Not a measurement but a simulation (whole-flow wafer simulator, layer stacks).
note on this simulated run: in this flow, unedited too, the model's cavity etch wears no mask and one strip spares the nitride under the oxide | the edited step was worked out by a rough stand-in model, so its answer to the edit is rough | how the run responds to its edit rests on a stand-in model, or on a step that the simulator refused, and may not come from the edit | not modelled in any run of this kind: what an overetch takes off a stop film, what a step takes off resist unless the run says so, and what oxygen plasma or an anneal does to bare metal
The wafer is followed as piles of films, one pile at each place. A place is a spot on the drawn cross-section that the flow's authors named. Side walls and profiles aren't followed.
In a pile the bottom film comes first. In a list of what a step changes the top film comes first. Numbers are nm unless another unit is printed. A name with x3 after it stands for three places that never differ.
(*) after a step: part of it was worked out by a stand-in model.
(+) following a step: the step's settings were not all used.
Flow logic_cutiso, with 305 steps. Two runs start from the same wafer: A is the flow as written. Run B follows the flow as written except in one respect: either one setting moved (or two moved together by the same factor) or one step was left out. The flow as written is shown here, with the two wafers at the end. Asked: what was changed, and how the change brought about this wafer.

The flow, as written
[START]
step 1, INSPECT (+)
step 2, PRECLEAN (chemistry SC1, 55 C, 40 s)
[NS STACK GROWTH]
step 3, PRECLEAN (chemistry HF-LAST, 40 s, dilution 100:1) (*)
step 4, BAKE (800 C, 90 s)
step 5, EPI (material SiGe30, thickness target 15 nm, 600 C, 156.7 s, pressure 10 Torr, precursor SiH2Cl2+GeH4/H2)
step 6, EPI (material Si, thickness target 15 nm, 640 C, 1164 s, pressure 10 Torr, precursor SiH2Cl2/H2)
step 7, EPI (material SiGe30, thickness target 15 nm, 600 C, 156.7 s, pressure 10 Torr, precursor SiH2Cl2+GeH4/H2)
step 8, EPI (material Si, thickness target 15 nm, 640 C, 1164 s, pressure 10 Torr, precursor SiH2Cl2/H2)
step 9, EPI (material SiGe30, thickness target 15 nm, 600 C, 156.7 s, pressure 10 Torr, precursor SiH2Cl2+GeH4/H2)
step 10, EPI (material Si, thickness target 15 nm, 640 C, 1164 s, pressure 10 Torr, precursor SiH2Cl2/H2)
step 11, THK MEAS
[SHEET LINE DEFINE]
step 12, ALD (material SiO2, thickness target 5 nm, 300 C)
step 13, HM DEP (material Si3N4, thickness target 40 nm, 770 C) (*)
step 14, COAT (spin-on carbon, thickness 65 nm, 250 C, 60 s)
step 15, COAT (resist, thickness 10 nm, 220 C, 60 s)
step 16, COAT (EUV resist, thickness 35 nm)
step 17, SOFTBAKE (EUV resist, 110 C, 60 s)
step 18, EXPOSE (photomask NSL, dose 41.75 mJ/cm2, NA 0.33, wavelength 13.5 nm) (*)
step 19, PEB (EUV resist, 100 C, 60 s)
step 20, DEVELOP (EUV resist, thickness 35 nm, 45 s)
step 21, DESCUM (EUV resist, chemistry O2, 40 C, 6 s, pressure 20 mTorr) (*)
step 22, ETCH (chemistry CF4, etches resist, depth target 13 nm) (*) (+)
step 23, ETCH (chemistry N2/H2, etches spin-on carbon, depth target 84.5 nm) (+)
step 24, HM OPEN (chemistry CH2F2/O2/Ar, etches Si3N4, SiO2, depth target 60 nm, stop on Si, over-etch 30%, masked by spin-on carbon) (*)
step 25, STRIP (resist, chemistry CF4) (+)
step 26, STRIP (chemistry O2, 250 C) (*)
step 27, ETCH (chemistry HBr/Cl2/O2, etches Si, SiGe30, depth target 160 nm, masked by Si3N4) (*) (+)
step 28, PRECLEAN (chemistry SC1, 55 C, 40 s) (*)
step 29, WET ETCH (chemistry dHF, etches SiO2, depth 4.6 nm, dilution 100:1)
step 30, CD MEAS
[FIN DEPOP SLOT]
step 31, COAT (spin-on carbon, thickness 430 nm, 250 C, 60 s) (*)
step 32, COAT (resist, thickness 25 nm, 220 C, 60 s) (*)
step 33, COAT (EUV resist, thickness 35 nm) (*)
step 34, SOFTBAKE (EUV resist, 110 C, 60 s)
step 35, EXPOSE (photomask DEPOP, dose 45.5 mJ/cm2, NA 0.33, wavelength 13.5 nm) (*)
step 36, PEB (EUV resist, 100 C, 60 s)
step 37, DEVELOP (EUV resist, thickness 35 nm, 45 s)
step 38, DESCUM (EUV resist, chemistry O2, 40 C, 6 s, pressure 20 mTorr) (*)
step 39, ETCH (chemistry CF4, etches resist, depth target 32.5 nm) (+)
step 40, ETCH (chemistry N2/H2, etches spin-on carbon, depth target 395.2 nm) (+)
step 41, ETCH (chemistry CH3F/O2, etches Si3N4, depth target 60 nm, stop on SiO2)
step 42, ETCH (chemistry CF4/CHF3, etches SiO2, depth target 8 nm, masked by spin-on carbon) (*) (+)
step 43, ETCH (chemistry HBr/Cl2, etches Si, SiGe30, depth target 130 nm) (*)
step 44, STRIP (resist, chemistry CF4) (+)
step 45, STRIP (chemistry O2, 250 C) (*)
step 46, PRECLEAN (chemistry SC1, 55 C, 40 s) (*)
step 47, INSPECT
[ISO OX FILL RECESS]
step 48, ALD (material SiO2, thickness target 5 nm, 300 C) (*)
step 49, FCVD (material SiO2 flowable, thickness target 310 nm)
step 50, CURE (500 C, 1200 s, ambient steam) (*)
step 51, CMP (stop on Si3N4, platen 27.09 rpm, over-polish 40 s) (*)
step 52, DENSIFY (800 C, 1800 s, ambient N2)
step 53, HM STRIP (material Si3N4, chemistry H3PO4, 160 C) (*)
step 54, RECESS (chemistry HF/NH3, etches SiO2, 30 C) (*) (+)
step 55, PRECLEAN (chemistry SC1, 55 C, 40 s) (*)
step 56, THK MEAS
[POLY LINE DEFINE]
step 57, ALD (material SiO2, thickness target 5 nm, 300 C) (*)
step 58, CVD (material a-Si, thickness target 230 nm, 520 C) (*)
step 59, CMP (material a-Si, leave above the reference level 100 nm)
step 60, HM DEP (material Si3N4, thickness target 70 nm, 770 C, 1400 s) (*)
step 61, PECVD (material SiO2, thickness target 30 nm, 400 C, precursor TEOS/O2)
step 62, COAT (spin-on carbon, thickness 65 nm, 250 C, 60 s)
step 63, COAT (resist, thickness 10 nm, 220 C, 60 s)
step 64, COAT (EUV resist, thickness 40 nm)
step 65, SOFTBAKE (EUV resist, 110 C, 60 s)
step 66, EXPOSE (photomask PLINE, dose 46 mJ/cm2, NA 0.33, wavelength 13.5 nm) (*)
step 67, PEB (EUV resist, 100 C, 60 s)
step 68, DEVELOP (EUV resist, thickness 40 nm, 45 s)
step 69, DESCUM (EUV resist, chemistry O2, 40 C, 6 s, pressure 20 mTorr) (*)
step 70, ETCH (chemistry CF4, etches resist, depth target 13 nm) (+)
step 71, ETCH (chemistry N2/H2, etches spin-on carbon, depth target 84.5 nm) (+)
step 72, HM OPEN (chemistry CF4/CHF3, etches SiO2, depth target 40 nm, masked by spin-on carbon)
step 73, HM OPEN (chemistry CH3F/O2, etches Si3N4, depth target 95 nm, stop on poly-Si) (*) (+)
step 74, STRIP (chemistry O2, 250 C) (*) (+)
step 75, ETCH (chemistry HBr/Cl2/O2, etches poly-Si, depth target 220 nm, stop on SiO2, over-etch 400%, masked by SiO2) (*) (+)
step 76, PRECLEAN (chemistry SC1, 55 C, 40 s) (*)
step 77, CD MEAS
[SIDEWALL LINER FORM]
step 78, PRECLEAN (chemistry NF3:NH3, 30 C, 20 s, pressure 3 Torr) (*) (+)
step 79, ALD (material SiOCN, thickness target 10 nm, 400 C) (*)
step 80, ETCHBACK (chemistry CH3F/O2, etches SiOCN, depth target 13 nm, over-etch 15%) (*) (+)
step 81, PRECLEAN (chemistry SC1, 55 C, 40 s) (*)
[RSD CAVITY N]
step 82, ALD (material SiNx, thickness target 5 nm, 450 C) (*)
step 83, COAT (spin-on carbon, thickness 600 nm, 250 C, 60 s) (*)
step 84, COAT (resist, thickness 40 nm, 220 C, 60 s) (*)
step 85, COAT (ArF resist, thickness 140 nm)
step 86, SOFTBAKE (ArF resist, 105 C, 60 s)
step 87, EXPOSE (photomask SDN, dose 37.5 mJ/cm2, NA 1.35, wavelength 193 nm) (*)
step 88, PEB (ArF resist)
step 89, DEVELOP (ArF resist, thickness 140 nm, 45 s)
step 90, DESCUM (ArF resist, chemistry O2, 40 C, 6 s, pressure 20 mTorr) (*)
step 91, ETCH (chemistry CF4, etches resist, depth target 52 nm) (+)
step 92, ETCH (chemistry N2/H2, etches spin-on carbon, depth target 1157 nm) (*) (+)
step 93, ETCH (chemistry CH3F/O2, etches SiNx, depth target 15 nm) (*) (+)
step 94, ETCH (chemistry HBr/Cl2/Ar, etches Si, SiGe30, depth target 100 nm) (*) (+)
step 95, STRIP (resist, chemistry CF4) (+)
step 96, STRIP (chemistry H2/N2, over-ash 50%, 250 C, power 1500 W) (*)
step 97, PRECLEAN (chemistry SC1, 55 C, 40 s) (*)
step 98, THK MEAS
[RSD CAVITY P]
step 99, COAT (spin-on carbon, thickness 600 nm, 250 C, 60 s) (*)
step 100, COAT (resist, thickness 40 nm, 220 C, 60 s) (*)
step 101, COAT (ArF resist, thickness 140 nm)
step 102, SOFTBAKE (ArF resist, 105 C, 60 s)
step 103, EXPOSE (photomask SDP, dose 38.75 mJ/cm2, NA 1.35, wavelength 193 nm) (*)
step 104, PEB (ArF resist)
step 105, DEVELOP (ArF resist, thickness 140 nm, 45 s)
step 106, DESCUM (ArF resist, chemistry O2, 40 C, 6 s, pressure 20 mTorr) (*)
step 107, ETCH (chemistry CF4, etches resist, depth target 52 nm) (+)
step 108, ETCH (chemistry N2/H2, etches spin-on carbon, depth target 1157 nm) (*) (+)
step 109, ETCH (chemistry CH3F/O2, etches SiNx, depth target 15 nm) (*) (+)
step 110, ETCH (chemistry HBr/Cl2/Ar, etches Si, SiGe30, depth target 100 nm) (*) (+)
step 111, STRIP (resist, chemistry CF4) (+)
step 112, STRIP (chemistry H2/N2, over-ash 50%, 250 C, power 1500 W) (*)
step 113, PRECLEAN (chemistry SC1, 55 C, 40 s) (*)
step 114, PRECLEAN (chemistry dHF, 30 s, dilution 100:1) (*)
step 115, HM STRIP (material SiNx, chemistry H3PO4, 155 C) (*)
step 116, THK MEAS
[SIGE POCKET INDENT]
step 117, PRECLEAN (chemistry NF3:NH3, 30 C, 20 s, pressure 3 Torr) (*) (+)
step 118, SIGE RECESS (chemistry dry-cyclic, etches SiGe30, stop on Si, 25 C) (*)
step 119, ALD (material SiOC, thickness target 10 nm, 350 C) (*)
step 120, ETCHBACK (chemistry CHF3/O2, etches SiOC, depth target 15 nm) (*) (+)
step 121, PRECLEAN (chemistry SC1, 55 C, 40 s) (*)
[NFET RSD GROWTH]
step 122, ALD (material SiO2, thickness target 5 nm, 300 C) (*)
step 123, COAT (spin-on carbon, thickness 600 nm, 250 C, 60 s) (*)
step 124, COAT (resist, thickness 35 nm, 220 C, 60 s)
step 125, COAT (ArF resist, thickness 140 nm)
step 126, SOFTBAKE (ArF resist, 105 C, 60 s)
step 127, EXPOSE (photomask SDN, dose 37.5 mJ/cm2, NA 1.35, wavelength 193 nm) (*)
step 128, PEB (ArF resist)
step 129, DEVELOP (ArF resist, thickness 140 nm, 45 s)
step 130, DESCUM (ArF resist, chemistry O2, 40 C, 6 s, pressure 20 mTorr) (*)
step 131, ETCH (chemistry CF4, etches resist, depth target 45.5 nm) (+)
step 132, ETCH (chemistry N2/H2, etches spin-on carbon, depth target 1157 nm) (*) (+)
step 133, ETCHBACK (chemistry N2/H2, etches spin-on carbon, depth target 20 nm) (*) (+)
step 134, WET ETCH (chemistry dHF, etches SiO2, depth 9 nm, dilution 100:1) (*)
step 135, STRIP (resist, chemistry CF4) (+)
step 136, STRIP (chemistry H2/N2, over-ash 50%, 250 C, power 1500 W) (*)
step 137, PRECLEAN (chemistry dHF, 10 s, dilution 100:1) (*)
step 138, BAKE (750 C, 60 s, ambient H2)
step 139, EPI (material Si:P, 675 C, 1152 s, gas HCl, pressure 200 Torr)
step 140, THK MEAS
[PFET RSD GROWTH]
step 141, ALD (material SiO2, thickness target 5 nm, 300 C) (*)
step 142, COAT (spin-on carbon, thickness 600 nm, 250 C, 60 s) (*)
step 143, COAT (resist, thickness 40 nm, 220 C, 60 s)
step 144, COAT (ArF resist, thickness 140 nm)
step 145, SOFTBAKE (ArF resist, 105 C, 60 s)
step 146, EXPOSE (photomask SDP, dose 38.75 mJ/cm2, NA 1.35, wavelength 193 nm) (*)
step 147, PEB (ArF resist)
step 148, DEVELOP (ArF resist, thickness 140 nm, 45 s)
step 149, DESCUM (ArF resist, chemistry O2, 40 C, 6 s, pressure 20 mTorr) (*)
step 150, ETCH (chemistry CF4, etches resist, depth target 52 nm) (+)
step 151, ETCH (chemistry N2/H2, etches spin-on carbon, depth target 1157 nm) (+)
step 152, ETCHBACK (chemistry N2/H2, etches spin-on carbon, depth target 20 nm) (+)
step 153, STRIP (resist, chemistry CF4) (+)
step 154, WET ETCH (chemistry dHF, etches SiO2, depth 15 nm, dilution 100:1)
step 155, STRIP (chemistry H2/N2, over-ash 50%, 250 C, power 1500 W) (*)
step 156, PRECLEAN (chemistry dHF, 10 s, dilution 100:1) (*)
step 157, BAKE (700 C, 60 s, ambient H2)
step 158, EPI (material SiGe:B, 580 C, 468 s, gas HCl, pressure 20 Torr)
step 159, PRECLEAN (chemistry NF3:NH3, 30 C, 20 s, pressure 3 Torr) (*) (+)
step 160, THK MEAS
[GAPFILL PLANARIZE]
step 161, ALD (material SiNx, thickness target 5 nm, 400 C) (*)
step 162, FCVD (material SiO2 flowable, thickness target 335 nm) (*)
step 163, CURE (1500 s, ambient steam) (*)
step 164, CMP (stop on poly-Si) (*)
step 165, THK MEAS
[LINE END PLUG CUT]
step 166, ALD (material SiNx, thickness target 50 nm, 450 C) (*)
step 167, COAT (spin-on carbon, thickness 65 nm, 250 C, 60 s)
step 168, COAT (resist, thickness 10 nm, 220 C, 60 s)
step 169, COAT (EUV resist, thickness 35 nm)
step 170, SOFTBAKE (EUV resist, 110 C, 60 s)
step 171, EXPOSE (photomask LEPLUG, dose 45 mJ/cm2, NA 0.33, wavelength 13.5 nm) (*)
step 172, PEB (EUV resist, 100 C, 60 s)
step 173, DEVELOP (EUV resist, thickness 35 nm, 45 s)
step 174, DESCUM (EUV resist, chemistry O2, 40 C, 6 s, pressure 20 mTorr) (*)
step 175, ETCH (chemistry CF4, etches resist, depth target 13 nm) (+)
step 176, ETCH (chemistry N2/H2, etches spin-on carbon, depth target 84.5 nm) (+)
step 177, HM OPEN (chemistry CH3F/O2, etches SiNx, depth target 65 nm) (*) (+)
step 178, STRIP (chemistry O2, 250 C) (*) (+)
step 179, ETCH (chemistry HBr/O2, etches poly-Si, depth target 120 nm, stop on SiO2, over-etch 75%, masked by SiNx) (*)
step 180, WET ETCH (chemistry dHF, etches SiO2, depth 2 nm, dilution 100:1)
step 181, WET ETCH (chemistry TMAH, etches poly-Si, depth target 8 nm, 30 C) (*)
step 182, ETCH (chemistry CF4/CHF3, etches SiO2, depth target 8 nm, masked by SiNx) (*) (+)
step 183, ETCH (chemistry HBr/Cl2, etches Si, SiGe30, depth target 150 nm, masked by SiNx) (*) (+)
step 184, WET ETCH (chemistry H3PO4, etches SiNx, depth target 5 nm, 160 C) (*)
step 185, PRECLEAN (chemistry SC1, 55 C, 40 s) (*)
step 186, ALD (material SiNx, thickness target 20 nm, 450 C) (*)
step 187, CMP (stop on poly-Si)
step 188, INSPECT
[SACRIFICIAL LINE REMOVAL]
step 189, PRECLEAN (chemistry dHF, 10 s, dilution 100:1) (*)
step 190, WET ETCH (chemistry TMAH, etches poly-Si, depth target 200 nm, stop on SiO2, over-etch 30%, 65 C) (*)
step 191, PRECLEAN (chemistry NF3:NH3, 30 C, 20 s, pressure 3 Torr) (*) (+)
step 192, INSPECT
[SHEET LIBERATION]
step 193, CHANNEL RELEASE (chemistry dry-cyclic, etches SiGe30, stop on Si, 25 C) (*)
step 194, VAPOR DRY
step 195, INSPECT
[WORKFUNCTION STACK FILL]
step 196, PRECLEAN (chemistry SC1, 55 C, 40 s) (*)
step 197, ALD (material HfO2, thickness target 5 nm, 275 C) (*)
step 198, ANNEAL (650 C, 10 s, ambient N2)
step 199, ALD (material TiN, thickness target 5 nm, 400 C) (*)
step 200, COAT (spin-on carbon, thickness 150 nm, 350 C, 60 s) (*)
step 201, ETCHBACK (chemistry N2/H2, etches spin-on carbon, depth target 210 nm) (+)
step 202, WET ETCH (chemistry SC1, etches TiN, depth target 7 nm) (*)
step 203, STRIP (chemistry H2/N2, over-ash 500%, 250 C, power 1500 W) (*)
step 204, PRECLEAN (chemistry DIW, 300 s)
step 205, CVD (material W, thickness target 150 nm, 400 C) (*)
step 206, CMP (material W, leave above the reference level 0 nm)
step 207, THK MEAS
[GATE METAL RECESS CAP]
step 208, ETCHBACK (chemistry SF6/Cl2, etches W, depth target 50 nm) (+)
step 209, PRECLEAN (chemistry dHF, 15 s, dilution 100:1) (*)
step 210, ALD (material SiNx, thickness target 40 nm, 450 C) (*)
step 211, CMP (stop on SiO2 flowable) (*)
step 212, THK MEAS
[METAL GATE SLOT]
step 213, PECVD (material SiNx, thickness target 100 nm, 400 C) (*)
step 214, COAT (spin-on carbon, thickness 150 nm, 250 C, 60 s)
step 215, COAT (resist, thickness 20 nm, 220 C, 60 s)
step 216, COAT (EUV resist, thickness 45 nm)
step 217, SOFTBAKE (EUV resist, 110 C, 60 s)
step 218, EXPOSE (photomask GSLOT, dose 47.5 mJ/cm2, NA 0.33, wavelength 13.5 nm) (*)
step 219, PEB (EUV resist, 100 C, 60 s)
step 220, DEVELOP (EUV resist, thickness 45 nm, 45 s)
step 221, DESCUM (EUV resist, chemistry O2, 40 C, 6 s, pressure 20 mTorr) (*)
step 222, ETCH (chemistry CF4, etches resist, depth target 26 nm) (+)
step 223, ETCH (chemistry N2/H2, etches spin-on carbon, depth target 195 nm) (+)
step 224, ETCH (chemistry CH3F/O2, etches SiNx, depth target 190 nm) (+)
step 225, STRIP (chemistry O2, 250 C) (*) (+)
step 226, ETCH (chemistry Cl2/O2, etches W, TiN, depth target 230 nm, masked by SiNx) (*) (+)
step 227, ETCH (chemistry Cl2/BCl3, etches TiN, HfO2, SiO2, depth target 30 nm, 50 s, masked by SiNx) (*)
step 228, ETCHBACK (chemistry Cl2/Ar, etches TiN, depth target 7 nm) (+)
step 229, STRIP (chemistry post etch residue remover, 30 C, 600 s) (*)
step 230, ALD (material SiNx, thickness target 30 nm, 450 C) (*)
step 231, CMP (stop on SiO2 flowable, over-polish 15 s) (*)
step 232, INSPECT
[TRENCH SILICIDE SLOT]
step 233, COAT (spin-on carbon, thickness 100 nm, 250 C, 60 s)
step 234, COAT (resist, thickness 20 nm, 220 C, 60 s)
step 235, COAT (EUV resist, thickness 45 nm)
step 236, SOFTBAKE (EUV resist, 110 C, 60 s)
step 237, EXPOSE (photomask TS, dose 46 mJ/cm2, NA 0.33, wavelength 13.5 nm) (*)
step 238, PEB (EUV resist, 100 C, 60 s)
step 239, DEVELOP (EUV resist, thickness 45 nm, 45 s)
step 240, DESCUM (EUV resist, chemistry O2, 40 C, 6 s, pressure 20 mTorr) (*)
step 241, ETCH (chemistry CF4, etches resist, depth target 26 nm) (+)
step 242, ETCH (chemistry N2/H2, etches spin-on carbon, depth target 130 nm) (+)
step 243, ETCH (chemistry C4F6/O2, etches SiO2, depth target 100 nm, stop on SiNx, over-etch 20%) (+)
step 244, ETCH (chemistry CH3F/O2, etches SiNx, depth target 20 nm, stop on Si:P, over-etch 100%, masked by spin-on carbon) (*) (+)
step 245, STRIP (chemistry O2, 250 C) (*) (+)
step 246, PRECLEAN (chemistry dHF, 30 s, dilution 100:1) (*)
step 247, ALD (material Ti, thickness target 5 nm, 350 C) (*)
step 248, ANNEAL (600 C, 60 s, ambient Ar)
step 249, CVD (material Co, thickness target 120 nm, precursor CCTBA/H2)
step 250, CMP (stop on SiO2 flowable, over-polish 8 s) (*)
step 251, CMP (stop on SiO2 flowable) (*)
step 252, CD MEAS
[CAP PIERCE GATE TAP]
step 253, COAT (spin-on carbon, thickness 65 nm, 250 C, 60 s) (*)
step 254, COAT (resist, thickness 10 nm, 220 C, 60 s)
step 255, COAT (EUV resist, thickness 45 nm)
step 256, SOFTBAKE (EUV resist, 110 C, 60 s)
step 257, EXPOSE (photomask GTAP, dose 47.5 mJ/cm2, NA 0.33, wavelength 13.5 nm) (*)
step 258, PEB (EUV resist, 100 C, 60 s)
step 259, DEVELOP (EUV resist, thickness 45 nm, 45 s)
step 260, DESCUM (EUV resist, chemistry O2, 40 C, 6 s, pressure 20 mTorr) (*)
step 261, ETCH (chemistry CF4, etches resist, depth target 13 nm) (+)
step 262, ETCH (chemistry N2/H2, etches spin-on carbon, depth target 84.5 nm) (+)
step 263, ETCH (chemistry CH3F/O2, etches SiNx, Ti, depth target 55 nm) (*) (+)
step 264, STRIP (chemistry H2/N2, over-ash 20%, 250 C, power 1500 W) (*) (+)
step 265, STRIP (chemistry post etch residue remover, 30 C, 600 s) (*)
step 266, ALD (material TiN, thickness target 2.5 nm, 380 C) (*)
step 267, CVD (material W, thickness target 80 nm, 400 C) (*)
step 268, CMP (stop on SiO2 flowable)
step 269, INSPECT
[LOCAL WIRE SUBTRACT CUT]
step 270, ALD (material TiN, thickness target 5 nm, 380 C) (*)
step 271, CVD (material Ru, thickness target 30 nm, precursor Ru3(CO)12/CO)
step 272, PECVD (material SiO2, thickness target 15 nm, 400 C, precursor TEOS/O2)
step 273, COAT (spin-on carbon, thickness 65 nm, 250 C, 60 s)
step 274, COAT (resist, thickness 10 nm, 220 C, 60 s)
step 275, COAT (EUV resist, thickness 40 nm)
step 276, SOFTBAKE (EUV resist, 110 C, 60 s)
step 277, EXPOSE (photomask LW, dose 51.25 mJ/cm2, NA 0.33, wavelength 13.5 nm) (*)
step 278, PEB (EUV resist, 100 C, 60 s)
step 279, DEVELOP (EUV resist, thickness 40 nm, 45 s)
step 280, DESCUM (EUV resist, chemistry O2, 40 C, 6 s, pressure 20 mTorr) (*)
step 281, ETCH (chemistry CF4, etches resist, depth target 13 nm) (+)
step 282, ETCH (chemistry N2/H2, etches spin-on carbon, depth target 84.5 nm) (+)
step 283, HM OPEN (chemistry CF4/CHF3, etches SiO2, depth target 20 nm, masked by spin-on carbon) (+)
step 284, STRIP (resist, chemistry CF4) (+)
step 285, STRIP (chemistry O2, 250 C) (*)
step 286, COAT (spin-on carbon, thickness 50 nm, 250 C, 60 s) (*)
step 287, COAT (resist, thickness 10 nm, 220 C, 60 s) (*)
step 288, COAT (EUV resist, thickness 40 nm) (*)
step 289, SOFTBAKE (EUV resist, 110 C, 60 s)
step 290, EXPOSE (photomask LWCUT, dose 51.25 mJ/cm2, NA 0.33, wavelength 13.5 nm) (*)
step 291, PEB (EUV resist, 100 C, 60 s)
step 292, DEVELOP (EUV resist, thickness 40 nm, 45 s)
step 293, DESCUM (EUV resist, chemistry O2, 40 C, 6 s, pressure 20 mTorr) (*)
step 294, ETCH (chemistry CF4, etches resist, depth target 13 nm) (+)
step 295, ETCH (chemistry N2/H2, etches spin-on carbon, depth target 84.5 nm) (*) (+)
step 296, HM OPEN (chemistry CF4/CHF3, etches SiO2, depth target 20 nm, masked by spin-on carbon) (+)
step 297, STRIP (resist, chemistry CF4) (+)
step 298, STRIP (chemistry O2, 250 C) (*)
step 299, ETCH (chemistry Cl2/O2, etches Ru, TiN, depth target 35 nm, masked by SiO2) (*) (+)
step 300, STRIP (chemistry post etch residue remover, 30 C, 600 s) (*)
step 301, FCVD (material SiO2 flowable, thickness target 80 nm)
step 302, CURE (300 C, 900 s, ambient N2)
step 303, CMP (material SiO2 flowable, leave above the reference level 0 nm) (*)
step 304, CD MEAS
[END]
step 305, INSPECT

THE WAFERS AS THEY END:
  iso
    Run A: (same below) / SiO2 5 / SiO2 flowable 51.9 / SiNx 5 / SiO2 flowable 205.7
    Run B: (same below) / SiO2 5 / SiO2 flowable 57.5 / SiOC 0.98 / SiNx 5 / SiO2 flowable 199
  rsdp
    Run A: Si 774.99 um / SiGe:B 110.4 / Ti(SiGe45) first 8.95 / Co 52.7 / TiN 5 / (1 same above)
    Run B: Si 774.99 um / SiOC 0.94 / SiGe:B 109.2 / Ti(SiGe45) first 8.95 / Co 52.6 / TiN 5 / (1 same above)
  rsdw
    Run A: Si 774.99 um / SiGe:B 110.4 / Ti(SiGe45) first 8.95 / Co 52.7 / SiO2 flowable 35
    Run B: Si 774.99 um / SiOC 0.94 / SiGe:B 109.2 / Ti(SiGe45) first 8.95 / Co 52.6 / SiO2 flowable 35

Cause: step 120, ETCHBACK: depth target 9 nm was run, though the flow has depth target 15 nm.

How this came from the change, step by step:
  step 120, ETCHBACK (chemistry CHF3/O2, etches SiOC, depth target 15 nm) (*) (+)
      depop, dpovl, gfld, gxf, isow, ns, nsgap, plug: A SiOC loses 10 (all of it), SiO2 loses 5 | B SiOC loses 9
      lnr, lnri, lnrp, lnrt: A SiOC loses 10 (all of it), SiOCN loses 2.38 | B SiOC loses 9
      (as well as at 10 more places)
  step 122, ALD (material SiO2, thickness target 5 nm, 300 C) (*)
      depop, dpovl, gfld, gxf, isow, ns, nsgap, plug: A SiO2 gains 5 | B SiO2 gains 5 (new film)
      gxn: A SiO2 gains 6.76 (new film) | B SiO2 gains 5 (new film)
      (as well as at 1 more place)
  step 132, ETCH (chemistry N2/H2, etches spin-on carbon, depth target 1157 nm) (*) (+)
      gl, tap: A spin-on carbon loses 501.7 (all of it), SiO2 loses 5 (all of it), Si3N4 loses 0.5 | B spin-on carbon loses 505.8 (all of it), SiO2 loses 5 (all of it), SiOC loses 1 (all of it), SiO2 loses 0.17
      lnr, lnrt: A spin-on carbon loses 496.5 (all of it), SiO2 loses 5 (all of it), SiOCN loses 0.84 | B spin-on carbon loses 503 (all of it), SiO2 loses 5 (all of it), SiOC loses 1 (all of it), SiOCN loses 0.18
      (as well as at 1 more place)
  step 133, ETCHBACK (chemistry N2/H2, etches spin-on carbon, depth target 20 nm) (*) (+)
      gl, tap: A Si3N4 loses 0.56 | B SiO2 loses 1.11
      gxn: A SiO2 loses 0.7 (all of it), Si3N4 loses 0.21 | B SiOC loses 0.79 (all of it), SiO2 loses 0.37
  step 134, WET ETCH (chemistry dHF, etches SiO2, depth 9 nm, dilution 100:1) (*)
      gl, tap: A Si3N4 loses 0.34 | B SiO2 loses 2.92 (all of it), Si3N4 loses 0.18
      gxn: A Si3N4 loses 0.34 | B SiO2 loses 3.84 (all of it), Si3N4 loses 0.16
  step 135, STRIP (resist, chemistry CF4) (+)
      rsdn, rsdx: A nothing | B SiOC loses 0.8 (all of it)
  step 141, ALD (material SiO2, thickness target 5 nm, 300 C) (*)
      gxn: A SiO2 gains 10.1 (new film) | B SiO2 gains 12.6 (new film)
  step 153, STRIP (resist, chemistry CF4) (+)
      gxp: A SiO2 loses 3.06 (all of it) | B SiO2 loses 1.23 (all of it)
  step 156, PRECLEAN (chemistry dHF, 10 s, dilution 100:1) (*)
      lnrp: A SiOCN loses 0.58 | B SiOC loses 0.06
  step 159, PRECLEAN (chemistry NF3:NH3, 30 C, 20 s, pressure 3 Torr) (*) (+)
      depop, dpovl, gfld, gxf, isow, ns, nsgap, plug: A SiO2 loses 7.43 | B SiO2 loses 6.96 (all of it), SiOC loses 0.02
      glp, gxp: A Si3N4 loses 0.65 | B SiOC loses 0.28
      (as well as at 2 more places)
  step 162, FCVD (material SiO2 flowable, thickness target 335 nm) (*)
      rsdn, rsdp, rsdw, rsdx: A SiO2 flowable gains 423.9 (new film) | B SiO2 flowable gains 436 (new film)
      gfld, gxf, plug: A SiO2 flowable gains 259.3 (new film) | B SiO2 flowable gains 264.8 (new film)
      (as well as at 9 more places)
  step 164, CMP (stop on poly-Si) (*)
      depop, dpovl, isow, ns, nsgap: A SiO2 flowable loses 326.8 (all of it), SiNx loses 5 (all of it), SiO2 loses 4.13 (all of it), Si3N4 loses 70 (all of it) | B SiO2 flowable loses 326.8 (all of it), SiNx loses 5 (all of it), SiOC loses 0.98 (all of it), SiO2 loses 9.64 (all of it), Si3N4 loses 70 (all of it)
      gfld, gxf: A SiO2 flowable loses 251.9 (all of it), SiNx loses 5 (all of it), SiO2 loses 4.13 (all of it), Si3N4 loses 70 (all of it) | B SiO2 flowable loses 257.2 (all of it), SiNx loses 5 (all of it), SiOC loses 0.98 (all of it), SiO2 loses 9.64 (all of it), Si3N4 loses 70 (all of it)
      (as well as at 15 more places)
  step 203, STRIP (chemistry H2/N2, over-ash 500%, 250 C, power 1500 W) (*)
      gl, glp: A spin-on carbon loses 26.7 (all of it) | B spin-on carbon loses 27.3 (all of it)
      tap: A spin-on carbon loses 27 (all of it) | B spin-on carbon loses 27.6 (all of it)
